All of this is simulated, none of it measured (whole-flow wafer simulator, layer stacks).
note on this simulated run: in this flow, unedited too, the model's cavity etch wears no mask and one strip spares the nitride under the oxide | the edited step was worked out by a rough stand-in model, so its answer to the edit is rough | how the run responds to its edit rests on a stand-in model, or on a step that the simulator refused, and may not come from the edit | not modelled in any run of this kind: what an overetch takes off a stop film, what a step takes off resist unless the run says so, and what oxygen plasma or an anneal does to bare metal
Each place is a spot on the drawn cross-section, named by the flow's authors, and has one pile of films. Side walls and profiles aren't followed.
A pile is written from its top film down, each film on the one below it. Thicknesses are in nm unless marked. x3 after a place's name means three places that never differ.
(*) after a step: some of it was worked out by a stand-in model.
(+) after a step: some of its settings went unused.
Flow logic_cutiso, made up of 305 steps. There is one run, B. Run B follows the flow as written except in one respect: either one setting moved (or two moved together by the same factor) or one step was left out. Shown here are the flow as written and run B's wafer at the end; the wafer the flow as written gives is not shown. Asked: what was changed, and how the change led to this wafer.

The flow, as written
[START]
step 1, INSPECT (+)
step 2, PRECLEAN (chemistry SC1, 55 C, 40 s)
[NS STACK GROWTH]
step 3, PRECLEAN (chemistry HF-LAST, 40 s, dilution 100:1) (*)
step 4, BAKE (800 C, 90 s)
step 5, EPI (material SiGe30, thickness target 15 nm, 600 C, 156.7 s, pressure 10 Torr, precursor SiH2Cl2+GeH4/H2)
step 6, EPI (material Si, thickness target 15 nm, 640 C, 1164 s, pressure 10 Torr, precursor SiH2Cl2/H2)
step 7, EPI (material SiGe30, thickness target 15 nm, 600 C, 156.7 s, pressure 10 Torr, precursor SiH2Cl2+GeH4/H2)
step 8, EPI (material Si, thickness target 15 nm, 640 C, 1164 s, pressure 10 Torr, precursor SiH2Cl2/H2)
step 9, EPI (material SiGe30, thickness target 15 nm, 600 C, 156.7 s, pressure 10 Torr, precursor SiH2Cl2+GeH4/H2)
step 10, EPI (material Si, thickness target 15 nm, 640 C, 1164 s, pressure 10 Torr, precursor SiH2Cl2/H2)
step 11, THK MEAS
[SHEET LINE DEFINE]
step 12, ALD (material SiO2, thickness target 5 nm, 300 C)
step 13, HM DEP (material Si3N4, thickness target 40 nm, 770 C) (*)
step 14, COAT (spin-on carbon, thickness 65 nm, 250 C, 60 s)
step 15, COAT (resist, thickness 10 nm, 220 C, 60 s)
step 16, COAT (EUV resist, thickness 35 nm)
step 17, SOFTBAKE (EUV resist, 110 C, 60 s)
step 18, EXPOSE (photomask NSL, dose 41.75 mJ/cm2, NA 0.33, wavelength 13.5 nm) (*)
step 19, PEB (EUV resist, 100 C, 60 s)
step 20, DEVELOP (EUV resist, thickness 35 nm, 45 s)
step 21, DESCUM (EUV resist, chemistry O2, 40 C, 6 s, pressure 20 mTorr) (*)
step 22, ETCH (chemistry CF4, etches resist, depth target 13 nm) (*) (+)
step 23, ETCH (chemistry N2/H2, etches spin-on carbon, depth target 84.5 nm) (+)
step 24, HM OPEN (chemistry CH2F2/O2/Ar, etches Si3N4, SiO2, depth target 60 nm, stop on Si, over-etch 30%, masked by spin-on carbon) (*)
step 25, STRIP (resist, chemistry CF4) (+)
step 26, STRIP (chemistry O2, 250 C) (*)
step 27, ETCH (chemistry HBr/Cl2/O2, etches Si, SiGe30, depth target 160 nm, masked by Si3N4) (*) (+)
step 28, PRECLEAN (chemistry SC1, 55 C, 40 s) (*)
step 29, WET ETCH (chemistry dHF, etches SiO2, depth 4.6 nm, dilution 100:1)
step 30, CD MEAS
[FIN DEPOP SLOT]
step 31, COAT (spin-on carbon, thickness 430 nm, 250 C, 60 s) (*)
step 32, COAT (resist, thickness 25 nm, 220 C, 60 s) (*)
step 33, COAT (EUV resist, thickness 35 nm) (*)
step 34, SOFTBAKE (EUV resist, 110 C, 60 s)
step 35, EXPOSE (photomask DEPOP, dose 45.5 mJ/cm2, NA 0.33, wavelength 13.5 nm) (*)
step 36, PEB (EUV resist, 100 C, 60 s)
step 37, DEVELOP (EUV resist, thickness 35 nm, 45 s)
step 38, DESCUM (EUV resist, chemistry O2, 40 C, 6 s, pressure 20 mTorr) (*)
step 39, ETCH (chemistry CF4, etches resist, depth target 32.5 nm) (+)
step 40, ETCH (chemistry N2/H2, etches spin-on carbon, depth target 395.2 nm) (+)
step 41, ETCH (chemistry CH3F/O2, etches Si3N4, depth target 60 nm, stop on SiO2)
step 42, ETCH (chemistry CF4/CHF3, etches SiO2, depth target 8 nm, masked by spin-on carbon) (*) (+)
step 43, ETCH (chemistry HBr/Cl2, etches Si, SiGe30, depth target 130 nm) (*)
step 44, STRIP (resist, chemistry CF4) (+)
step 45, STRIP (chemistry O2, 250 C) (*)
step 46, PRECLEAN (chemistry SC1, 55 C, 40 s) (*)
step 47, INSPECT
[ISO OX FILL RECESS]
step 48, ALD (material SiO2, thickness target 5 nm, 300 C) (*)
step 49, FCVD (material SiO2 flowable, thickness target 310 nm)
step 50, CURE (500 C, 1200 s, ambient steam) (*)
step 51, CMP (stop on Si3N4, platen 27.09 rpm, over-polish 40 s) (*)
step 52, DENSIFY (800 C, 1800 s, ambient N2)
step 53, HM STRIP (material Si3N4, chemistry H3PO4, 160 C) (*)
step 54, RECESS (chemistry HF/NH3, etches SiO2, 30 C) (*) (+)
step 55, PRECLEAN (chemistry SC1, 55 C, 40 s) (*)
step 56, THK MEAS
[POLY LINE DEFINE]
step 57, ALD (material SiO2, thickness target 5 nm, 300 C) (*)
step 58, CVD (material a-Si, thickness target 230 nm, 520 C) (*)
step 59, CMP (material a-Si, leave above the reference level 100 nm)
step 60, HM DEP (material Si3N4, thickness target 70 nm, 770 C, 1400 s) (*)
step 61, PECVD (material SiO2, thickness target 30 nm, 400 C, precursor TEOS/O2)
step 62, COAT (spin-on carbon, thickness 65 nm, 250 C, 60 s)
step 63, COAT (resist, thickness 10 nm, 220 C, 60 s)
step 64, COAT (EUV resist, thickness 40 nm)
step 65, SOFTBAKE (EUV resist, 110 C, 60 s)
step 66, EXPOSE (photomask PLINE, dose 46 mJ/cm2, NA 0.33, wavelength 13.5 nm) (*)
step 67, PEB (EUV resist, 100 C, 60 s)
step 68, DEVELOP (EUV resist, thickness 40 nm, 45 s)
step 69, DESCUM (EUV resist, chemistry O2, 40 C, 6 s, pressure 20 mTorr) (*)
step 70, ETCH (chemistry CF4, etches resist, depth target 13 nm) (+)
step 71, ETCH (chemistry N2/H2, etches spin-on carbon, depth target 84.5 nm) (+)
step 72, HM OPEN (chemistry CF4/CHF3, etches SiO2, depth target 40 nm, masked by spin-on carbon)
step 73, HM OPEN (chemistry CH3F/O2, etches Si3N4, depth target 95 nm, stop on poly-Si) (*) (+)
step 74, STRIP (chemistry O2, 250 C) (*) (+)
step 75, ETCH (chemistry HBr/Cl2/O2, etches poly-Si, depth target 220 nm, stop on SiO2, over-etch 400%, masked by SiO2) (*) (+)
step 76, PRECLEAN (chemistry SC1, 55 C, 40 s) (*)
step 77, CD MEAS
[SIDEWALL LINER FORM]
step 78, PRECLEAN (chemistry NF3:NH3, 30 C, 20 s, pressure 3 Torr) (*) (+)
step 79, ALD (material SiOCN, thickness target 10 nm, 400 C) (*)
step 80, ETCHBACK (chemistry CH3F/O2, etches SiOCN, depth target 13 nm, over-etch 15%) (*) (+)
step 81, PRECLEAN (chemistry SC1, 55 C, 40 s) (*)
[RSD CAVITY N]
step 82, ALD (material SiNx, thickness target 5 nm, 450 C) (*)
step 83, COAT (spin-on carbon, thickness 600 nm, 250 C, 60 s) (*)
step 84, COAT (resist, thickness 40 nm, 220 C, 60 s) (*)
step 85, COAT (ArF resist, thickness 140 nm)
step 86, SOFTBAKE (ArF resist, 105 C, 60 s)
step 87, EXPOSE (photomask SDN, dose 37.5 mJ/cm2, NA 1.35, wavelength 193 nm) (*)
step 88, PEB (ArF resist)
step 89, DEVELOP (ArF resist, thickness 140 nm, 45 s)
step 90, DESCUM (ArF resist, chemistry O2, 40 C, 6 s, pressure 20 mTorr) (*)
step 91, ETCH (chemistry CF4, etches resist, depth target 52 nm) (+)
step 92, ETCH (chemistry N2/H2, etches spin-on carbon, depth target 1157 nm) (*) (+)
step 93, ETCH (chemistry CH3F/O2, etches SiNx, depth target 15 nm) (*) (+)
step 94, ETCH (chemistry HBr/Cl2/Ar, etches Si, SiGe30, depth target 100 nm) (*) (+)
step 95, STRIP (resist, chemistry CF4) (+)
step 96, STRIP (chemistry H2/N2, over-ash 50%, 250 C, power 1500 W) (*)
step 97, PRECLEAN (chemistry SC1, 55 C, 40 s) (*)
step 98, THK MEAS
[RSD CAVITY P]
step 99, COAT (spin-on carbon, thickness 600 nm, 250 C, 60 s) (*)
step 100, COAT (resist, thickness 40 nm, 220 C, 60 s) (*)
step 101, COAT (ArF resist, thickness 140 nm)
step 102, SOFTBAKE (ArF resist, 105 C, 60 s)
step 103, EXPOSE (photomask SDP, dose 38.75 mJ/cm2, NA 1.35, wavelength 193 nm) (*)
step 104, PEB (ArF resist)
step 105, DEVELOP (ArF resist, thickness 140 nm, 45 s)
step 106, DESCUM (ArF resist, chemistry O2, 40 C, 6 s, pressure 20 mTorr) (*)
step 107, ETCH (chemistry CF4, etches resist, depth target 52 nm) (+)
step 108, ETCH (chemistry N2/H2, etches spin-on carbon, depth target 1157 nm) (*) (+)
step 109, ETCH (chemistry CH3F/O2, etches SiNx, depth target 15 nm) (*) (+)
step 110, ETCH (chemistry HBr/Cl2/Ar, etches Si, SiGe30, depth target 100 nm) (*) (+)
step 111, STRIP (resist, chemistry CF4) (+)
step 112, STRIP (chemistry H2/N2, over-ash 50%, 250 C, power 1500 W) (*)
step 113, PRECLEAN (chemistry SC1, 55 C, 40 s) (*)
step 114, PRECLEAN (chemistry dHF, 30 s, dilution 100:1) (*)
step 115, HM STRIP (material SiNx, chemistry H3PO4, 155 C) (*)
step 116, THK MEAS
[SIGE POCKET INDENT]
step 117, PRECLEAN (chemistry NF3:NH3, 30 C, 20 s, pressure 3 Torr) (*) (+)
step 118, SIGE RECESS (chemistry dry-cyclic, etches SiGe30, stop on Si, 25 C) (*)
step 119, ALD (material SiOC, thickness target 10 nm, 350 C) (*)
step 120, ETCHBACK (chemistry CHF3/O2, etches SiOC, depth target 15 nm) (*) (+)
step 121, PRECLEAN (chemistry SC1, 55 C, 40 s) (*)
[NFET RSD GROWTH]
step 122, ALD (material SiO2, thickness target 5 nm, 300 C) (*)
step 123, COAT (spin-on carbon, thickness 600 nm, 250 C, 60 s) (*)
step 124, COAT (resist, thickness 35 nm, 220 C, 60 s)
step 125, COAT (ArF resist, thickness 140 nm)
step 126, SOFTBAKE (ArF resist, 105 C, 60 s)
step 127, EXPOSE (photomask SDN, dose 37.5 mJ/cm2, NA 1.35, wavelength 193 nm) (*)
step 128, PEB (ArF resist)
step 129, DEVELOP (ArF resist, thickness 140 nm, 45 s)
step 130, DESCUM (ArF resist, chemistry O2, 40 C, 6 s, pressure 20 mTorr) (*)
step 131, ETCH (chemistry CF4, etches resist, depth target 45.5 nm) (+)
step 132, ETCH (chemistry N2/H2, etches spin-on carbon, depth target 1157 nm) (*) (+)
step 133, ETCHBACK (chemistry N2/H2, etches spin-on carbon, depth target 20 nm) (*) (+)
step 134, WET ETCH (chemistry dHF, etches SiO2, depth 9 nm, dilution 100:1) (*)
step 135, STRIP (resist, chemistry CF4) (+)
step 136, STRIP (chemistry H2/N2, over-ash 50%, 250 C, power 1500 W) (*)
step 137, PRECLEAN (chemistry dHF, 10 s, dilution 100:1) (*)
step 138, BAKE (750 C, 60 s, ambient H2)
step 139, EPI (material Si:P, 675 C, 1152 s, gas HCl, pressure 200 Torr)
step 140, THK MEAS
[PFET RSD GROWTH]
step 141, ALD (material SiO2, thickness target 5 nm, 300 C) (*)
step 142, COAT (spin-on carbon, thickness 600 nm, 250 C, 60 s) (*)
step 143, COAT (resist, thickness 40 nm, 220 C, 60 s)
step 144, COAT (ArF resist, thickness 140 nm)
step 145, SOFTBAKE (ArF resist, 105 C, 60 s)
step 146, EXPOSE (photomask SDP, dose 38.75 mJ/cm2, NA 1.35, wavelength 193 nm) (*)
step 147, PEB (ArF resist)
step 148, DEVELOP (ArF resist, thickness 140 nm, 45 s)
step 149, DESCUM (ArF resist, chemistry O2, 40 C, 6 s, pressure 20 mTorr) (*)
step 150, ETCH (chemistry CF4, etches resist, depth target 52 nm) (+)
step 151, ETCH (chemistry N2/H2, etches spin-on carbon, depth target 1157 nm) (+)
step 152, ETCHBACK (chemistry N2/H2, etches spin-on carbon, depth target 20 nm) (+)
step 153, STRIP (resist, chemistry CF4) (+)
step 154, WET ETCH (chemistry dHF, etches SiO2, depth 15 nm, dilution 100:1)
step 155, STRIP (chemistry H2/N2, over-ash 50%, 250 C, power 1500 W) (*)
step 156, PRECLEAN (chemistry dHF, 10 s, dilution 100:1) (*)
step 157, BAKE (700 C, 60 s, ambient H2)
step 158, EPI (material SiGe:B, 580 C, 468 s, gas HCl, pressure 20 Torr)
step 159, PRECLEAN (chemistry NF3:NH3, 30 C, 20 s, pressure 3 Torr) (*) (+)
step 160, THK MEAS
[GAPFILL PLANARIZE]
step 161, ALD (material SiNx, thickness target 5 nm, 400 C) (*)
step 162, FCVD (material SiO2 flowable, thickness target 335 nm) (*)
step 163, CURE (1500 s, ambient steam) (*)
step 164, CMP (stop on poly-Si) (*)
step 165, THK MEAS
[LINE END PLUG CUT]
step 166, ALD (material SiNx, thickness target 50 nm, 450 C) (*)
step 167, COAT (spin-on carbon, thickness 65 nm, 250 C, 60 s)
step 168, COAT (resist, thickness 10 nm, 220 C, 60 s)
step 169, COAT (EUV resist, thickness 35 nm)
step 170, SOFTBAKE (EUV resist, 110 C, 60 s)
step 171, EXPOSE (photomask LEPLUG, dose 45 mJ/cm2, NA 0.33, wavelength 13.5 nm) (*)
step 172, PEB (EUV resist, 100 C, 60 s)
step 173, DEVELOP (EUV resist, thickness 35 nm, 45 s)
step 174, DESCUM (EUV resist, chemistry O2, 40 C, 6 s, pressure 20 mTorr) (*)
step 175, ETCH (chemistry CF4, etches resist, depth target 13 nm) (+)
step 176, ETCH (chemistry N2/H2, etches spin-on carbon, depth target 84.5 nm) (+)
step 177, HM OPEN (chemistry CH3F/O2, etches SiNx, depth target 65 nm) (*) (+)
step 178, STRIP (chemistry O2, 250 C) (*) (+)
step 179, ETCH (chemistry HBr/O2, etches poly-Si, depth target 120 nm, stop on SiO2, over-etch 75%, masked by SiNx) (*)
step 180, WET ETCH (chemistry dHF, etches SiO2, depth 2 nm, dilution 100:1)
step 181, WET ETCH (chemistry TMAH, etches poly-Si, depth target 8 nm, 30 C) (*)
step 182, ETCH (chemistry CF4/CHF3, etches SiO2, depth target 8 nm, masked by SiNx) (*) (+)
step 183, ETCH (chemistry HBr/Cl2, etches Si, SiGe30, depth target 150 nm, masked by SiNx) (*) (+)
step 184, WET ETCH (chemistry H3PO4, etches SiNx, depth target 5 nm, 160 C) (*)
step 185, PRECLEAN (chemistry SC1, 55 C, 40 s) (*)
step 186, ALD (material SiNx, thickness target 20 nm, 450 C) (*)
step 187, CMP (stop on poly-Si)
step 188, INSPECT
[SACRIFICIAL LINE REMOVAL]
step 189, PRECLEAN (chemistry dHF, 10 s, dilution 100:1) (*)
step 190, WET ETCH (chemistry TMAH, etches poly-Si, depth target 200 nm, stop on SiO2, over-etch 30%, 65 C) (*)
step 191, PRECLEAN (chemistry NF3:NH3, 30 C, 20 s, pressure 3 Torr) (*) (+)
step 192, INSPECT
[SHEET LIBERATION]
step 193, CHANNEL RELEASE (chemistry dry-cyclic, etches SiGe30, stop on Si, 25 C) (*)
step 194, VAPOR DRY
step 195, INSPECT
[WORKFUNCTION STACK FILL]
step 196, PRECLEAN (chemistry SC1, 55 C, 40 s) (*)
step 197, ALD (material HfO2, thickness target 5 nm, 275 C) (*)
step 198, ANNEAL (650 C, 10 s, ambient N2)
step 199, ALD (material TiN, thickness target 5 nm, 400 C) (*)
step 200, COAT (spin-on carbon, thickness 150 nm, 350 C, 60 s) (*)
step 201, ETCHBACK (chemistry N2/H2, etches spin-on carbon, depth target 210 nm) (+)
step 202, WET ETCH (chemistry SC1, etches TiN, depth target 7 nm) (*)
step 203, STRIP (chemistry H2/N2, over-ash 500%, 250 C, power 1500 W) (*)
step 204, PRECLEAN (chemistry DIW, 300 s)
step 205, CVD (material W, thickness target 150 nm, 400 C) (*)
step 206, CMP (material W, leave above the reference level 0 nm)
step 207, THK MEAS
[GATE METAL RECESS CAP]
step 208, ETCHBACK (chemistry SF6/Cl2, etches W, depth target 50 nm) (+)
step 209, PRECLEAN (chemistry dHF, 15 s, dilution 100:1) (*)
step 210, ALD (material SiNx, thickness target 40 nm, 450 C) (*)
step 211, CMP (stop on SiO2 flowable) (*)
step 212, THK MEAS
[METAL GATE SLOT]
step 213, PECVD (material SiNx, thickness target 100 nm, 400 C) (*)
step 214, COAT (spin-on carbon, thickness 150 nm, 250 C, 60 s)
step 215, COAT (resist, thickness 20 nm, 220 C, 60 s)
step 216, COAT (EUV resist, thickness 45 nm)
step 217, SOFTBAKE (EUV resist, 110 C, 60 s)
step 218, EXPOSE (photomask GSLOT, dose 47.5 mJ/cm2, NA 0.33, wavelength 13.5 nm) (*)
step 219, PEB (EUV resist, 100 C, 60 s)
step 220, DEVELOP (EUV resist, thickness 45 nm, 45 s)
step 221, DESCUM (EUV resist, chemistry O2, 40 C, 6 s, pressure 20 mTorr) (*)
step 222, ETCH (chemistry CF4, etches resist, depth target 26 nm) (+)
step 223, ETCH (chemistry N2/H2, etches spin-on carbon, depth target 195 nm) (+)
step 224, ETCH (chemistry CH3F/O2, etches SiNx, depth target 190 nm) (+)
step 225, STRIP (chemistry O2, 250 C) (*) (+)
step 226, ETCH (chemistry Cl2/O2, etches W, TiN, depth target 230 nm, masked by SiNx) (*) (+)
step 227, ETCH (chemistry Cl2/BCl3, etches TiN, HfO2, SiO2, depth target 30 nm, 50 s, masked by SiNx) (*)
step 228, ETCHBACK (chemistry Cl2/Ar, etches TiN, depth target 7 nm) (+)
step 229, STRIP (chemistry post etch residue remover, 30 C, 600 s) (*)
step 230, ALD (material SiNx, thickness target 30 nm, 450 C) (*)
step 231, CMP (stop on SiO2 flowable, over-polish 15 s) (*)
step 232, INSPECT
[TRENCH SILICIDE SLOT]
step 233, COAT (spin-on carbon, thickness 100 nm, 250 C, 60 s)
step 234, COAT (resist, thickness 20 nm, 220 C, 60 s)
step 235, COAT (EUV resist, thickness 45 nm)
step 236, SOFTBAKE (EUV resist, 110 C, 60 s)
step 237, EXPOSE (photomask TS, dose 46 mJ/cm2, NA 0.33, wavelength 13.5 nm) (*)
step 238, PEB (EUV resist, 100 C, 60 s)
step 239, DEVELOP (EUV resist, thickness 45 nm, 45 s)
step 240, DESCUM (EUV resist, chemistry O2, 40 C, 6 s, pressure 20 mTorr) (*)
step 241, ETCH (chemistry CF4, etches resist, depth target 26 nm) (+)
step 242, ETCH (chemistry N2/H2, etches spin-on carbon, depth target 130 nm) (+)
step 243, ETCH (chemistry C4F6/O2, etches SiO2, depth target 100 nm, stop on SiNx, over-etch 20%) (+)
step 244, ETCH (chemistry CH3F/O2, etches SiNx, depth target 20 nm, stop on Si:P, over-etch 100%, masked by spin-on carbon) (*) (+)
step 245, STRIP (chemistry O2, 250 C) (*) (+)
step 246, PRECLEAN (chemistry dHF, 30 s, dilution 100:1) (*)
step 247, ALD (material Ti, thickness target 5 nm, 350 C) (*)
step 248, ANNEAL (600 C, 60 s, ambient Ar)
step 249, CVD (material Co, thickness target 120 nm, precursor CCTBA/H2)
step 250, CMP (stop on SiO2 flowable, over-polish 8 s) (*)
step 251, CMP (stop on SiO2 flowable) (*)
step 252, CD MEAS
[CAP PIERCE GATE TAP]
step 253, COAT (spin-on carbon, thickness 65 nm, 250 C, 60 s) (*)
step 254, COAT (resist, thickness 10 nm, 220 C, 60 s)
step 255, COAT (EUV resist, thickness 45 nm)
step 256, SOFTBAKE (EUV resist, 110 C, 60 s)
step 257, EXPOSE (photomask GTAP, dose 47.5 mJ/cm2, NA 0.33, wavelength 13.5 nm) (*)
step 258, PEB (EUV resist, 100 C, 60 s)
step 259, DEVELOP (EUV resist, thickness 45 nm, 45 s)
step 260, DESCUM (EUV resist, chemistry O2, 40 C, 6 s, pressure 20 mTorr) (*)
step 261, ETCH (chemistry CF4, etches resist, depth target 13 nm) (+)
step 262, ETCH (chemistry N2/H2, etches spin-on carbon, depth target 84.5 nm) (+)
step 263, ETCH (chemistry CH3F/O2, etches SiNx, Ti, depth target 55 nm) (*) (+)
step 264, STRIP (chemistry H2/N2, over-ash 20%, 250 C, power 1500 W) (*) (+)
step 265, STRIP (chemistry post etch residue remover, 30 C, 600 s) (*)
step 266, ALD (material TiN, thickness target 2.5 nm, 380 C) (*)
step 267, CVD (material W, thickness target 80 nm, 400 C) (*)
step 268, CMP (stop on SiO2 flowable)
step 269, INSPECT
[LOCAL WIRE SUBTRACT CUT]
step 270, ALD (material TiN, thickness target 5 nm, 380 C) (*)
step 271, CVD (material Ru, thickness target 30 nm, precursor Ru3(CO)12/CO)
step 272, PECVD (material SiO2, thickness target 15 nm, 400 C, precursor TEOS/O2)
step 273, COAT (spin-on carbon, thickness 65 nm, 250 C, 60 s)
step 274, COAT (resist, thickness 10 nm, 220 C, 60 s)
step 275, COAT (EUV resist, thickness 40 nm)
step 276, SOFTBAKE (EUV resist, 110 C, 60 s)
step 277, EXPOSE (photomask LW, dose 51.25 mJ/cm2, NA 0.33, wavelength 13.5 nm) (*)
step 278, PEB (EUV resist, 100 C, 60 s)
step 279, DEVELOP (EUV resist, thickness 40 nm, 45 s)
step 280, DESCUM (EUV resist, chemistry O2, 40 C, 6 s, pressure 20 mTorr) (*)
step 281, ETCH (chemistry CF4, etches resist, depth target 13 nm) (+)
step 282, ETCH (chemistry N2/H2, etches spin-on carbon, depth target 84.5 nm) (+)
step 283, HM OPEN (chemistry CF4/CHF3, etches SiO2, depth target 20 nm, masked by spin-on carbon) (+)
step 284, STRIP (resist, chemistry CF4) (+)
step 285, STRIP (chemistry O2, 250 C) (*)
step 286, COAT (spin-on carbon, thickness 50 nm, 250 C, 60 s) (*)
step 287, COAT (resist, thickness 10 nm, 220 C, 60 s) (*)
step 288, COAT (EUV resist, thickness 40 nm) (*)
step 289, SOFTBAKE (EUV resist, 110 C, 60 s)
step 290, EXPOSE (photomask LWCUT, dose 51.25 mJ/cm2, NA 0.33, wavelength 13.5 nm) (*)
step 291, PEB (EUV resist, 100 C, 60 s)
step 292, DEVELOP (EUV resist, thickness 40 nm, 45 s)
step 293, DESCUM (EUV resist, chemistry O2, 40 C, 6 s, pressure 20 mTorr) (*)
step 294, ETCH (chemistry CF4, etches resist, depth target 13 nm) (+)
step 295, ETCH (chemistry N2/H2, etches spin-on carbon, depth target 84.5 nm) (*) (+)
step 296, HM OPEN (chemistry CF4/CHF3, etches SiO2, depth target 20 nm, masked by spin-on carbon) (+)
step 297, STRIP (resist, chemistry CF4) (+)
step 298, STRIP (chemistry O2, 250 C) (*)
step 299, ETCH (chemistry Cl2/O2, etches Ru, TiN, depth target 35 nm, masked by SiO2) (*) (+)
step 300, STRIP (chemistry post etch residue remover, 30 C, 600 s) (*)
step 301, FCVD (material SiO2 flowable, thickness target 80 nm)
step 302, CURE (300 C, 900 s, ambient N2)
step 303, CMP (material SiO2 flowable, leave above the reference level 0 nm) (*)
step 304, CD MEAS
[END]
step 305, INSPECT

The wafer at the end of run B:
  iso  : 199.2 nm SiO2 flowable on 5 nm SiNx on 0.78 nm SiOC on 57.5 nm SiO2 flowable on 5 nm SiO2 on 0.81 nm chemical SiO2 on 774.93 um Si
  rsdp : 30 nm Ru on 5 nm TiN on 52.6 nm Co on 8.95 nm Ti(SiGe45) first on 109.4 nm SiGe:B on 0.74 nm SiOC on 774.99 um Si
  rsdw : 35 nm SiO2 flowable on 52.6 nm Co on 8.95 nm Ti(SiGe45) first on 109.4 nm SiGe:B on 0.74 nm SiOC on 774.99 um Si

The reason: step 119, ALD: thickness target 15.8 nm was run, whereas the flow has thickness target 10 nm.

Step by step, how the change led to this:
  step 119, ALD (material SiOC, thickness target 10 nm, 350 C) (*)
      depop, dpovl, gfld and 14 more: SiOC gains 15.8 (new film) (it would be, as written: SiOC gains 10 (new film))
      lnr, lnrp, lnrt: SiOC gains 15.8 (new film), SiOC gains 16 (new film), cavity loses 16 (all of it), SiOC gains 16 (new film), cavity loses 16 (all of it), SiOC gains 16 (new film), cavity loses 16 (all of it) (it would be, as written: SiOC gains 10 (new film), SiOC gains 16 (new film), cavity loses 16 (all of it), SiOC gains 16 (new film), cavity loses 16 (all of it), SiOC gains 16 (new film), cavity loses 16 (all of it))
      (also at 2 further places)
  step 120, ETCHBACK (chemistry CHF3/O2, etches SiOC, depth target 15 nm) (*) (+)
      depop, dpovl, gfld, gxf, isow, ns, nsgap, plug: SiOC loses 15 (it would be, as written: SiOC loses 10 (all of it), SiO2 loses 5)
      lnr, lnri, lnrp, lnrt: SiOC loses 15 (it would be, as written: SiOC loses 10 (all of it), SiOCN loses 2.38)
      (also at 10 further places)
  step 122, ALD (material SiO2, thickness target 5 nm, 300 C) (*)
      depop, dpovl, gfld, gxf, isow, ns, nsgap, plug: SiO2 gains 5 (new film) (it would be, as written: SiO2 gains 5)
      gxn: SiO2 gains 5 (new film) (it would be, as written: SiO2 gains 6.76 (new film))
      (also at 1 further place)
  step 132, ETCH (chemistry N2/H2, etches spin-on carbon, depth target 1157 nm) (*) (+)
      gl, tap: spin-on carbon loses 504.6 (all of it), SiO2 loses 5 (all of it), SiOC loses 0.8 (all of it), SiO2 loses 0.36 (it would be, as written: spin-on carbon loses 501.7 (all of it), SiO2 loses 5 (all of it), Si3N4 loses 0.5)
      lnr, lnrt: spin-on carbon loses 501.8 (all of it), SiO2 loses 5 (all of it), SiOC loses 0.8 (all of it), SiOCN loses 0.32 (it would be, as written: spin-on carbon loses 496.5 (all of it), SiO2 loses 5 (all of it), SiOCN loses 0.84)
      (also at 1 further place)
  step 133, ETCHBACK (chemistry N2/H2, etches spin-on carbon, depth target 20 nm) (*) (+)
      gl, tap: SiO2 loses 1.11 (it would be, as written: Si3N4 loses 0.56)
      gxn: SiOC loses 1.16 (all of it), SiO2 loses 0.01 (it would be, as written: SiO2 loses 0.7 (all of it), Si3N4 loses 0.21)
  step 134, WET ETCH (chemistry dHF, etches SiO2, depth 9 nm, dilution 100:1) (*)
      gl, tap: SiO2 loses 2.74 (all of it), Si3N4 loses 0.18 (it would be, as written: Si3N4 loses 0.34)
      gxn: SiO2 loses 4.2 (all of it), Si3N4 loses 0.15 (it would be, as written: Si3N4 loses 0.34)
  step 135, STRIP (resist, chemistry CF4) (+)
      rsdn, rsdx: SiOC loses 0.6 (all of it) (it would be, as written: nothing)
  step 141, ALD (material SiO2, thickness target 5 nm, 300 C) (*)
      gxn: SiO2 gains 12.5 (new film) (it would be, as written: SiO2 gains 10.1 (new film))
  step 153, STRIP (resist, chemistry CF4) (+)
      gxp: SiO2 loses 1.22 (all of it) (it would be, as written: SiO2 loses 3.06 (all of it))
  step 156, PRECLEAN (chemistry dHF, 10 s, dilution 100:1) (*)
      lnrp: SiOC loses 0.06 (it would be, as written: SiOCN loses 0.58)
  step 159, PRECLEAN (chemistry NF3:NH3, 30 C, 20 s, pressure 3 Torr) (*) (+)
      depop, dpovl, gfld, gxf, isow, ns, nsgap, plug: SiO2 loses 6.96 (all of it), SiOC loses 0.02 (it would be, as written: SiO2 loses 7.43)
      glp, gxp: SiOC loses 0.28 (it would be, as written: Si3N4 loses 0.65)
      (also at 2 further places)
  step 162, FCVD (material SiO2 flowable, thickness target 335 nm) (*)
      rsdn, rsdp, rsdw, rsdx: SiO2 flowable gains 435 (new film) (it would be, as written: SiO2 flowable gains 423.9 (new film))
      lnr, lnrt: SiO2 flowable gains 276.2 (new film) (it would be, as written: SiO2 flowable gains 268.4 (new film))
      (also at 5 further places)
  step 164, CMP (stop on poly-Si) (*)
      depop, dpovl, isow, ns, nsgap: SiO2 flowable loses 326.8 (all of it), SiNx loses 5 (all of it), SiOC loses 0.78 (all of it), SiO2 loses 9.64 (all of it), Si3N4 loses 70 (all of it) (it would be, as written: SiO2 flowable loses 326.8 (all of it), SiNx loses 5 (all of it), SiO2 loses 4.13 (all of it), Si3N4 loses 70 (all of it))
      gfld, gxf, plug: SiO2 flowable loses 256.5 (all of it), SiNx loses 5 (all of it), SiOC loses 0.78 (all of it), SiO2 loses 9.64 (all of it), Si3N4 loses 70 (all of it) (it would be, as written: SiO2 flowable loses 251.9 (all of it), SiNx loses 5 (all of it), SiO2 loses 4.13 (all of it), Si3N4 loses 70 (all of it))
      (also at 14 further places)
  step 203, STRIP (chemistry H2/N2, over-ash 500%, 250 C, power 1500 W) (*)
      gl, glp: spin-on carbon loses 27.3 (all of it) (it would be, as written: spin-on carbon loses 26.7 (all of it))
